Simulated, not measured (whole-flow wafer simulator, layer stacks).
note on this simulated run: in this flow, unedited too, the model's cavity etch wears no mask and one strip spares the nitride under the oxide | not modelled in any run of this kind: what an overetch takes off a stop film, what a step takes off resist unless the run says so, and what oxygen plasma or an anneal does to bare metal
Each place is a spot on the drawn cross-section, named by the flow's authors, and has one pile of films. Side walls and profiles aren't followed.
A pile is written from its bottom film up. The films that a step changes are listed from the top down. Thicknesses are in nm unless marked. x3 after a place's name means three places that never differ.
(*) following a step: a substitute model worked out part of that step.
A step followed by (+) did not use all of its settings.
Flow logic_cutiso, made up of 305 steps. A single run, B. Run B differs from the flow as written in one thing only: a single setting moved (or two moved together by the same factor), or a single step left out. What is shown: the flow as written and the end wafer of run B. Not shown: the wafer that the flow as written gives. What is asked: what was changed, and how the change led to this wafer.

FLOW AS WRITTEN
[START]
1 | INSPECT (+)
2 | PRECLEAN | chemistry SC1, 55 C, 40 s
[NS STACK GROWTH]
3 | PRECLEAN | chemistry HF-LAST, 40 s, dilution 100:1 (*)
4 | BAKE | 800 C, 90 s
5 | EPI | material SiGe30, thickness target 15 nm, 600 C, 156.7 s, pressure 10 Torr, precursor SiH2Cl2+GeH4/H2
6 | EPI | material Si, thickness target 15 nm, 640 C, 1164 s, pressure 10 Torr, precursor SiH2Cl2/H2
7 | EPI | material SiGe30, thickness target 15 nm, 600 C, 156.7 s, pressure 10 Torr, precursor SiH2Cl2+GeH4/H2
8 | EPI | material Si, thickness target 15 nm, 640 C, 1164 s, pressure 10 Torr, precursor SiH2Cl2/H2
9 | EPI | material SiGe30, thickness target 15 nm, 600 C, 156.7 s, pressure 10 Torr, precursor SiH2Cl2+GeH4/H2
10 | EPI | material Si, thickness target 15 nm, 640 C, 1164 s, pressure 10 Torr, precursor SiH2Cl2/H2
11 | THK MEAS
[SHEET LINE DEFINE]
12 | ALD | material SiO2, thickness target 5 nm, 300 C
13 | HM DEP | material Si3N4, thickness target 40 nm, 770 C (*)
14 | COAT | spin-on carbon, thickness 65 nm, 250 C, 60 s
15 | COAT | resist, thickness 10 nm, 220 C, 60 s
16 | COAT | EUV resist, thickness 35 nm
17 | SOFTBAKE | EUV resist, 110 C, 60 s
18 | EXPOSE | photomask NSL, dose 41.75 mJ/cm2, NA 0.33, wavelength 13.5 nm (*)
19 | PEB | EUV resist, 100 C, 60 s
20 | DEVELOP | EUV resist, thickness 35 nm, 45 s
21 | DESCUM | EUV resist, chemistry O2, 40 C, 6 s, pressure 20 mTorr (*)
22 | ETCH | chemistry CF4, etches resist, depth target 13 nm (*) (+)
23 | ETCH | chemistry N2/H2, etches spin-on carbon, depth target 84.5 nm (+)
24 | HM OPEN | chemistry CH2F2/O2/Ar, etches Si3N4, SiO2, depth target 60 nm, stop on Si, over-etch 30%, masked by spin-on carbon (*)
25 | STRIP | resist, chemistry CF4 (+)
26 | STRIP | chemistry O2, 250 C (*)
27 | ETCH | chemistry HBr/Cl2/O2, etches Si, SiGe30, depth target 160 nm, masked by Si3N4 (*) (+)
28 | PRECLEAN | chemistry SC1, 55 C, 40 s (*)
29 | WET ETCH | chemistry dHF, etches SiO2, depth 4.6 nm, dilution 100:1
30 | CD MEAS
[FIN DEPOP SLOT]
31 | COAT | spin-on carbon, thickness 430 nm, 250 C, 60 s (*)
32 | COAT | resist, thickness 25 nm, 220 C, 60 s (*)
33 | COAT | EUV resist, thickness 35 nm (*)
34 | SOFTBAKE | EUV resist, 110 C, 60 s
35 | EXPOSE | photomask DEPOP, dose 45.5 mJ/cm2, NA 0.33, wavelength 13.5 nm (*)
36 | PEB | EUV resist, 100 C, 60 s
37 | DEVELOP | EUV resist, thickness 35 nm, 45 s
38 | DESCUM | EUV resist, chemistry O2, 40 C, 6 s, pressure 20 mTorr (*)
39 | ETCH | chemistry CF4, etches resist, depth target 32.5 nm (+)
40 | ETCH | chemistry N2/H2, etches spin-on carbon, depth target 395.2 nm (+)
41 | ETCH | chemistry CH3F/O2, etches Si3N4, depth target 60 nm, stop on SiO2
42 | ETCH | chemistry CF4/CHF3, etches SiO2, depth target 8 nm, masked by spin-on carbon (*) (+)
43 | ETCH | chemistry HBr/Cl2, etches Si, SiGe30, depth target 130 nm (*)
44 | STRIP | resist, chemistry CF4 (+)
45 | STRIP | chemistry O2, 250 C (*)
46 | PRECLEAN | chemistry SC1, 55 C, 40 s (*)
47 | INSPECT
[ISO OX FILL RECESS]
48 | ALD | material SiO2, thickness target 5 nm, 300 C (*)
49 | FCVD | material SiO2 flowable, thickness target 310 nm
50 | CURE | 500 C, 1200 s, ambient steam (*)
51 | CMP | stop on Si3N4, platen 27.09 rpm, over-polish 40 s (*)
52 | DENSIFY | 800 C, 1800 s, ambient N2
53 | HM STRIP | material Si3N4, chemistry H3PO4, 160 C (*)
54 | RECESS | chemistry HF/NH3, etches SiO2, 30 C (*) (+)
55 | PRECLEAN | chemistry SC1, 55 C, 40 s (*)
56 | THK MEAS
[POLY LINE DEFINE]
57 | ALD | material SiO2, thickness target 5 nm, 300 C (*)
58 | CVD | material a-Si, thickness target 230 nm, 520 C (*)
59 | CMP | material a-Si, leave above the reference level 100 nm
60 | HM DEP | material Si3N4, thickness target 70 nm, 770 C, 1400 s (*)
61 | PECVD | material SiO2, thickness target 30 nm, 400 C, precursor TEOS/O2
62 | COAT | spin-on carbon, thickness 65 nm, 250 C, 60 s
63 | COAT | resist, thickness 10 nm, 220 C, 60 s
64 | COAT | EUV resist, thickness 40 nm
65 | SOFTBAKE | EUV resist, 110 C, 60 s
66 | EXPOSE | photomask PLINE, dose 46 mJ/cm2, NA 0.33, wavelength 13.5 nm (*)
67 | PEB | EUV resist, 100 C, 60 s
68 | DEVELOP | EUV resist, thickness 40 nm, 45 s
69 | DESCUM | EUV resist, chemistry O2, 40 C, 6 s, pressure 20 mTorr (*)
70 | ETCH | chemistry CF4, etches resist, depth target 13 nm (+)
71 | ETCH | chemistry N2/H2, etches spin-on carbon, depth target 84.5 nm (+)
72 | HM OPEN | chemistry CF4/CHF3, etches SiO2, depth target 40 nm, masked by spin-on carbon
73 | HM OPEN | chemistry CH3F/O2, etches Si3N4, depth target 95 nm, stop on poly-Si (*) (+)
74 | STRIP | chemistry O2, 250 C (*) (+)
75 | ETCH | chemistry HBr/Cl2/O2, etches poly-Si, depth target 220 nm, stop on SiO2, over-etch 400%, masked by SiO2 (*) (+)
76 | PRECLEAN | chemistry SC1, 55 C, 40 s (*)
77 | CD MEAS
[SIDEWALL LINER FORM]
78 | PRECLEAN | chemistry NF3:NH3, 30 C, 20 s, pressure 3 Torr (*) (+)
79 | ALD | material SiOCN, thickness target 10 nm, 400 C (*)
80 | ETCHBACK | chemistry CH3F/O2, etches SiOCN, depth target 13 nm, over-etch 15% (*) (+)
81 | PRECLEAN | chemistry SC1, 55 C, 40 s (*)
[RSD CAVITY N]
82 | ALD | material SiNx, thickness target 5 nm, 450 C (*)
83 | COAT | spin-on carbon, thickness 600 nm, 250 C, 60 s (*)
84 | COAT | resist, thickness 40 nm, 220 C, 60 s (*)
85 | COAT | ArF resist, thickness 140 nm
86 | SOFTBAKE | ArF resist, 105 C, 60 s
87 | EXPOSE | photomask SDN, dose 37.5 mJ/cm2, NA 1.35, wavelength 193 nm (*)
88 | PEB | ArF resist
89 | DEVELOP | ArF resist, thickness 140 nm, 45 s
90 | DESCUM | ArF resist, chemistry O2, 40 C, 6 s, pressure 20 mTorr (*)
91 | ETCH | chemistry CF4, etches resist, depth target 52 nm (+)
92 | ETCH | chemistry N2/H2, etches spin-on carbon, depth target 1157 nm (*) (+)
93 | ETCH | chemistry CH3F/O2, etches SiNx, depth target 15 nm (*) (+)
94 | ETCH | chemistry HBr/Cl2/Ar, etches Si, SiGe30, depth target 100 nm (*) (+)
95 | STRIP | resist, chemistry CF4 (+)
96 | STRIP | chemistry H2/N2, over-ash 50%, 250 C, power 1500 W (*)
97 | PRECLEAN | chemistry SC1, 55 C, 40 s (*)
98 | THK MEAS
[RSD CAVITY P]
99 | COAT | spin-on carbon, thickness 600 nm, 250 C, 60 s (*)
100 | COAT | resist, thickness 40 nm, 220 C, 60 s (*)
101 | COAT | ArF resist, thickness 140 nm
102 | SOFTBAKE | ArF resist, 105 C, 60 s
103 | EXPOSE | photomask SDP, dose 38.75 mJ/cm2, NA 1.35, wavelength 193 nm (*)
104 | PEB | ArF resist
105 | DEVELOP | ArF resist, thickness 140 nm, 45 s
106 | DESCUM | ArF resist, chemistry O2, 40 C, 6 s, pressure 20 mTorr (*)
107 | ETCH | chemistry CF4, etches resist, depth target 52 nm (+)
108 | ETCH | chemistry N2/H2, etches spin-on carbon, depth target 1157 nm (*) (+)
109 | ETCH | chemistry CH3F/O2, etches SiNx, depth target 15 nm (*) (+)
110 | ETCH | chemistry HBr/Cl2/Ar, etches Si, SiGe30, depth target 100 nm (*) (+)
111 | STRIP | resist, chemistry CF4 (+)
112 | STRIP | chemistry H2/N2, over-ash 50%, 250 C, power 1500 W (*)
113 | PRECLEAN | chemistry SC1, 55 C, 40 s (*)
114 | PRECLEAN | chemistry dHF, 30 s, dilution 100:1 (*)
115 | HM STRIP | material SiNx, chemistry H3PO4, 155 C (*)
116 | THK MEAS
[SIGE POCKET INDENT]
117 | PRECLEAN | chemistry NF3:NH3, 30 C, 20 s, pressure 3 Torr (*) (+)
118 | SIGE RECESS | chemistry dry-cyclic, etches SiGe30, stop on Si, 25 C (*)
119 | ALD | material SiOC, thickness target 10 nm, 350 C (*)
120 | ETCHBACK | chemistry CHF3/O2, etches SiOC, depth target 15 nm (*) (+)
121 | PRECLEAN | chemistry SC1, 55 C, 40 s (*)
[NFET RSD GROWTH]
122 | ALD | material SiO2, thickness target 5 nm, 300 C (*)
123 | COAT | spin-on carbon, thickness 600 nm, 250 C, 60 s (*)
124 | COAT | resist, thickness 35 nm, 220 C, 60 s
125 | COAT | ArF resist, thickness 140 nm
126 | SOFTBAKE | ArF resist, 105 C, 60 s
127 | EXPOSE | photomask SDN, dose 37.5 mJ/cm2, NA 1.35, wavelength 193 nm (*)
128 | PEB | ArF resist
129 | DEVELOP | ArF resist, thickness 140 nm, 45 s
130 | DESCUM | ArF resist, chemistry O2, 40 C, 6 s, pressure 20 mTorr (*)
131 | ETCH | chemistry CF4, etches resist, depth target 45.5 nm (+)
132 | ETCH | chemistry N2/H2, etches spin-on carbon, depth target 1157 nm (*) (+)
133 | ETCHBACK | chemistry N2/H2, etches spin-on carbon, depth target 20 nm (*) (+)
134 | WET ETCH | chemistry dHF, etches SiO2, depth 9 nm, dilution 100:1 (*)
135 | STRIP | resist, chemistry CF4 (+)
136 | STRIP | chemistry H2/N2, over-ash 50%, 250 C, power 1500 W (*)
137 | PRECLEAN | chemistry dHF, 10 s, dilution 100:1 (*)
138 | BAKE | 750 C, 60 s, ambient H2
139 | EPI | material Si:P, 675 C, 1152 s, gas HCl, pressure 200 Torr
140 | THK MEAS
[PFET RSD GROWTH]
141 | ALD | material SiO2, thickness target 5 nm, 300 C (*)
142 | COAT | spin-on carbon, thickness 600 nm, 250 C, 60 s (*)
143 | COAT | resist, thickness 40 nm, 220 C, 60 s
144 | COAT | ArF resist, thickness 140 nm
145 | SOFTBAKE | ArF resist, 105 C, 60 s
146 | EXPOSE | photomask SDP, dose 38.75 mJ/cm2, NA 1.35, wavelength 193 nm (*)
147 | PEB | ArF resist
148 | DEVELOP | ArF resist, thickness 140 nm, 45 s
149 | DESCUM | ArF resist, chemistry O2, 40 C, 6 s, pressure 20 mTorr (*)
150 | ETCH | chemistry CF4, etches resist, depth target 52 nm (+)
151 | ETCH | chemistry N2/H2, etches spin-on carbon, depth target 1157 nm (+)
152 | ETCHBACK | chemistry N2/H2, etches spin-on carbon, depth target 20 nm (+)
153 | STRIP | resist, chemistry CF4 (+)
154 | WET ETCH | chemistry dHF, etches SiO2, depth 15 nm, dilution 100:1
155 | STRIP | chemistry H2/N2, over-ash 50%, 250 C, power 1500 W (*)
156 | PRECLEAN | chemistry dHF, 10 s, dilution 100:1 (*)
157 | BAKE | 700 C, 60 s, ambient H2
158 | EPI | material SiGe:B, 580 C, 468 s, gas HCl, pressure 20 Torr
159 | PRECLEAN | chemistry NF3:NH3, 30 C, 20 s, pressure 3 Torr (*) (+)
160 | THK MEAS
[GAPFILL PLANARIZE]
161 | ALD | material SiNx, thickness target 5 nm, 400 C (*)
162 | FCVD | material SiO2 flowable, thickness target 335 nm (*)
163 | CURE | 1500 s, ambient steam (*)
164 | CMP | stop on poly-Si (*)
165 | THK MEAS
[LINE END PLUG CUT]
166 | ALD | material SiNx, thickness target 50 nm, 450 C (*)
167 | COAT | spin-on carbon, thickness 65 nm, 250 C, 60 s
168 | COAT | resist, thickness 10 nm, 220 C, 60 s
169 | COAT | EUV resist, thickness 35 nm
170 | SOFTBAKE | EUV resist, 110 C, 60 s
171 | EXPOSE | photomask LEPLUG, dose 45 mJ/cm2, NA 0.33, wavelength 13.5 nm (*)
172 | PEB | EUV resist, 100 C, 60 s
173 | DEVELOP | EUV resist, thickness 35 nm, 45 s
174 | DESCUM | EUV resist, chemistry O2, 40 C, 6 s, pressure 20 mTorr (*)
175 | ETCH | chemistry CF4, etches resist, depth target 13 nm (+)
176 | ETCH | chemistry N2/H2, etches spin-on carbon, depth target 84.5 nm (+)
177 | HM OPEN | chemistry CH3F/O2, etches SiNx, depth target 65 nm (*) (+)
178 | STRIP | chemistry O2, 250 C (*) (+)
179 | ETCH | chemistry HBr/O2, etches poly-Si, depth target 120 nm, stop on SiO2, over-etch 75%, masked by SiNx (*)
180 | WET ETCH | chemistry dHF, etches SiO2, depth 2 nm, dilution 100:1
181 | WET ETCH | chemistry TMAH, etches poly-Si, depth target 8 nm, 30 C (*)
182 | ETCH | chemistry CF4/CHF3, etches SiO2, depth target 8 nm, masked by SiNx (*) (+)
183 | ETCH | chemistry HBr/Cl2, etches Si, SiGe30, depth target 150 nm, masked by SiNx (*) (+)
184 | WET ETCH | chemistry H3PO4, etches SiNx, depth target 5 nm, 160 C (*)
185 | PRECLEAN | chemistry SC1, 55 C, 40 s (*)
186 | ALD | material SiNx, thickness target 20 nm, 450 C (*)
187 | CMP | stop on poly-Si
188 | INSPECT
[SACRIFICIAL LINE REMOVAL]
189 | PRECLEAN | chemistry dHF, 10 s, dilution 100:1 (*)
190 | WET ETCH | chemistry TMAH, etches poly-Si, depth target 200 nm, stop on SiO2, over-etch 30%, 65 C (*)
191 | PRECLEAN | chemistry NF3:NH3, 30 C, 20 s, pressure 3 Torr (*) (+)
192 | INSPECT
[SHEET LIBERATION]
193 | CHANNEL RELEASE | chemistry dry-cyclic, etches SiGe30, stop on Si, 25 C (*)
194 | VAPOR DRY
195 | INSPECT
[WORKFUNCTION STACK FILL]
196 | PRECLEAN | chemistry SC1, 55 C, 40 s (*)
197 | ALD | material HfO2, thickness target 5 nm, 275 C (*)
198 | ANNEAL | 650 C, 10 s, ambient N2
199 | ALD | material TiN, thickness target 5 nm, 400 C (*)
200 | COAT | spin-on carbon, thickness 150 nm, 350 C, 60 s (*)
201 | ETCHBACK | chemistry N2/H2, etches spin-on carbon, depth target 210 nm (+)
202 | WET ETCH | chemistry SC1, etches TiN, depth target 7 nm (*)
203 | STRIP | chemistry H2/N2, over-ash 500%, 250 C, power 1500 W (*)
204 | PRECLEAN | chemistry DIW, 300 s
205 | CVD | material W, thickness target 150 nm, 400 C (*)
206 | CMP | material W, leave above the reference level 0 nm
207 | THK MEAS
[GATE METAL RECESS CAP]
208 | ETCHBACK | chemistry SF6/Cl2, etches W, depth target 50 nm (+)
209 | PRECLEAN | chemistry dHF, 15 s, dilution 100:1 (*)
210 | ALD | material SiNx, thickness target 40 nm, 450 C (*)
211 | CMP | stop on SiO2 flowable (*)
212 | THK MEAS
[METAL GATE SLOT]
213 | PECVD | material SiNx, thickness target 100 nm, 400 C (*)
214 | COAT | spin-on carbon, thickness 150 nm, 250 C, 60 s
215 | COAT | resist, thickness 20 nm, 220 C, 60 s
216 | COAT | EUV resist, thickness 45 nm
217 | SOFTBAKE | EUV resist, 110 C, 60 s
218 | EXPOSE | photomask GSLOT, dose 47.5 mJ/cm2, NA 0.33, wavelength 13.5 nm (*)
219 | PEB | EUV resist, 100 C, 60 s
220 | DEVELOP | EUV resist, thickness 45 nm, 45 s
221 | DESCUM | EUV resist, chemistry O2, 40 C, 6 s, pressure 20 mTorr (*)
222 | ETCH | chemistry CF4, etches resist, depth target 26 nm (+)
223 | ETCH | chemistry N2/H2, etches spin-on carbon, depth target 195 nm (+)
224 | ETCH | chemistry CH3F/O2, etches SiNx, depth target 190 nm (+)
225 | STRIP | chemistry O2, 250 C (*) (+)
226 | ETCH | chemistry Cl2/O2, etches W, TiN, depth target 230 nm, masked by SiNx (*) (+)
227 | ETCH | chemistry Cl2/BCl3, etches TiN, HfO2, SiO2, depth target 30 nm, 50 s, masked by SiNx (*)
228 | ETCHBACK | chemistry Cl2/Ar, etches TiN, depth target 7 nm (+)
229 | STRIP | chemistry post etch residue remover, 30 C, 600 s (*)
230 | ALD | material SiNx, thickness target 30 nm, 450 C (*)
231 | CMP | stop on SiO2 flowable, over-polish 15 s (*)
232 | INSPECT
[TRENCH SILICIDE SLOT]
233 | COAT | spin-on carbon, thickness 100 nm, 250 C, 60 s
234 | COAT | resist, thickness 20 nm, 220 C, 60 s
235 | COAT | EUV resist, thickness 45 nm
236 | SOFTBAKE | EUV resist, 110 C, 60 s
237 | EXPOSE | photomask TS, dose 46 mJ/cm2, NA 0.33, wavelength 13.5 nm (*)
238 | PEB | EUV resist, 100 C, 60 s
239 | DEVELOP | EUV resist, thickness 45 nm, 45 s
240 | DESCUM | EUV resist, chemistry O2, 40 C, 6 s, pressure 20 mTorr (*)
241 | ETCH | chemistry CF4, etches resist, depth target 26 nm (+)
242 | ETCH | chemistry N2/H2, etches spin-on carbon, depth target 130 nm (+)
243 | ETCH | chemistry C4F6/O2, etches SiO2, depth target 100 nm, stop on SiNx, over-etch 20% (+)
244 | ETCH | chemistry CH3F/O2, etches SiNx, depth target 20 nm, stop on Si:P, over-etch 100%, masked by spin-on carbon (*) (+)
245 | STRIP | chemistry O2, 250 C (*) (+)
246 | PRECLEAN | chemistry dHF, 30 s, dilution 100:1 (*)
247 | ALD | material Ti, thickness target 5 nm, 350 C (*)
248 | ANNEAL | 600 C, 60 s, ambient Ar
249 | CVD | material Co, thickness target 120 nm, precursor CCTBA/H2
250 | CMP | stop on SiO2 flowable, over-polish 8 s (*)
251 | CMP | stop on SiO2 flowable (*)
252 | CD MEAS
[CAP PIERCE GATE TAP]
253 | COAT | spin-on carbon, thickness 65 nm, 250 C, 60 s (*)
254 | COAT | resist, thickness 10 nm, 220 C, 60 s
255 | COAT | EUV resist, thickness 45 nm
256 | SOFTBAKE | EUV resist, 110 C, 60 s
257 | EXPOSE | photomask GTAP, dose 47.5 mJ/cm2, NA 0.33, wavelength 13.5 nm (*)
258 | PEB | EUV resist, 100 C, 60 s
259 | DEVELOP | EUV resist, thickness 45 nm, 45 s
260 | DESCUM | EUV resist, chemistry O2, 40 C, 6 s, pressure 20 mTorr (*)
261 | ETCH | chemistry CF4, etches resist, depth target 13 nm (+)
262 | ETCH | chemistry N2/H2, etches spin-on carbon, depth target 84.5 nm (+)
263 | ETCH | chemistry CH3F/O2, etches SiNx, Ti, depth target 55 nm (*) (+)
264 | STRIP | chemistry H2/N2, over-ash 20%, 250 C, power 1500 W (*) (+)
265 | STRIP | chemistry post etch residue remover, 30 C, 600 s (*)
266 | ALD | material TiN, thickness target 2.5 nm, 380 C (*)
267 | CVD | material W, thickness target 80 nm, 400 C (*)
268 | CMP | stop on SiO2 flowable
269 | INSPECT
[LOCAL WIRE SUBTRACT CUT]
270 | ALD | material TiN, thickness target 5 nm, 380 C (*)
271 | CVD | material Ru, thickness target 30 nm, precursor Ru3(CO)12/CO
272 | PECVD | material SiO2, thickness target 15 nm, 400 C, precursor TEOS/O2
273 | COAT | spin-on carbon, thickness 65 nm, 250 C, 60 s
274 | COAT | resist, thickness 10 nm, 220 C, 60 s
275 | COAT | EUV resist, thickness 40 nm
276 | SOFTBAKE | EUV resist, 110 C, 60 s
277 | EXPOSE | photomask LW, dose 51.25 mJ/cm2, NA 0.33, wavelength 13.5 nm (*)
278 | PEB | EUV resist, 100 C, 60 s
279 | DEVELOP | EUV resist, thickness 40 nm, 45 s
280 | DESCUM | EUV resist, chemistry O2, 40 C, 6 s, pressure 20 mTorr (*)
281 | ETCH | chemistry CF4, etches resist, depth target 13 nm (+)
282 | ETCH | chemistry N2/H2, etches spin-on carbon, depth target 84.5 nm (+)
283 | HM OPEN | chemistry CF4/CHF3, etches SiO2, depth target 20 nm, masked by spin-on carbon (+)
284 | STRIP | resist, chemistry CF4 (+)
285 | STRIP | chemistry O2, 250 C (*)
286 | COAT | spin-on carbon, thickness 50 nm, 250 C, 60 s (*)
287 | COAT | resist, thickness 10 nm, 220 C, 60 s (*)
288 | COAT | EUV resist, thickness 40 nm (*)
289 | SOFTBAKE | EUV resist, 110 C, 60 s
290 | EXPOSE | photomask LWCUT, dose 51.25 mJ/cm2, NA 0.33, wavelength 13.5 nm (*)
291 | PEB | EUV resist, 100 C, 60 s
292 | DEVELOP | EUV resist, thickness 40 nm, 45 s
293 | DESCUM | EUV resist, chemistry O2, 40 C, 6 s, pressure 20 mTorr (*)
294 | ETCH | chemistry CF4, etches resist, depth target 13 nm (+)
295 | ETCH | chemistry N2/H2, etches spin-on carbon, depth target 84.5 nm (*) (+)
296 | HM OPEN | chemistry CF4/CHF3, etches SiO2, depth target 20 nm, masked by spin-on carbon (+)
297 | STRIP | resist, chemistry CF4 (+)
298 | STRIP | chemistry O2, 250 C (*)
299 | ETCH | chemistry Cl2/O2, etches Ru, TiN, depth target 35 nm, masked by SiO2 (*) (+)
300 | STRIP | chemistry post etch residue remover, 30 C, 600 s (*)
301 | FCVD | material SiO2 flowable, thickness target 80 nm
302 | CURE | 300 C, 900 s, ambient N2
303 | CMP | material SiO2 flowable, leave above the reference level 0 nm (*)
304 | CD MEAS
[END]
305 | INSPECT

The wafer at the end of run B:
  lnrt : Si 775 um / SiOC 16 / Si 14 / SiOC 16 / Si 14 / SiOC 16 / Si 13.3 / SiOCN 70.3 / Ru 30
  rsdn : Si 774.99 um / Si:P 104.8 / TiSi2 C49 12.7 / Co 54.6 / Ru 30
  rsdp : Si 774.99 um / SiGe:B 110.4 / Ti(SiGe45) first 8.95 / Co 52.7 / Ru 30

Cause: step 270, ALD: material TiN, thickness target 5 nm, 380 C (*), was omitted.

How this came from the change, step by step:
  299 | ETCH | chemistry Cl2/O2, etches Ru, TiN, depth target 35 nm, masked by SiO2 (*) (+)
      depop, dpovl, gfld and 9 more: -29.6 Ru (all of it), -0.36 SiNx (it would be, as written: -29.6 Ru (all of it), -5 TiN (all of it))
      lnr, lnri, lnrp: -29.6 Ru (all of it) (it would be, as written: -29.6 Ru (all of it), -5 TiN (all of it))
      (and at 3 other places as well)
  301 | FCVD | material SiO2 flowable, thickness target 80 nm
      lnrt, rsdn, rsdp, tap: +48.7 SiO2 flowable (new film) (it would be, as written: +45.3 SiO2 flowable (new film))
  303 | CMP | material SiO2 flowable, leave above the reference level 0 nm (*)
      gfld, gl, glp and 10 more: -62.6 SiO2 flowable (it would be, as written: -59.2 SiO2 flowable)
      depop, dpovl, isow, ns, nsgap: -49.4 SiO2 flowable (it would be, as written: -44.7 SiO2 flowable)
      (and at 4 other places as well)
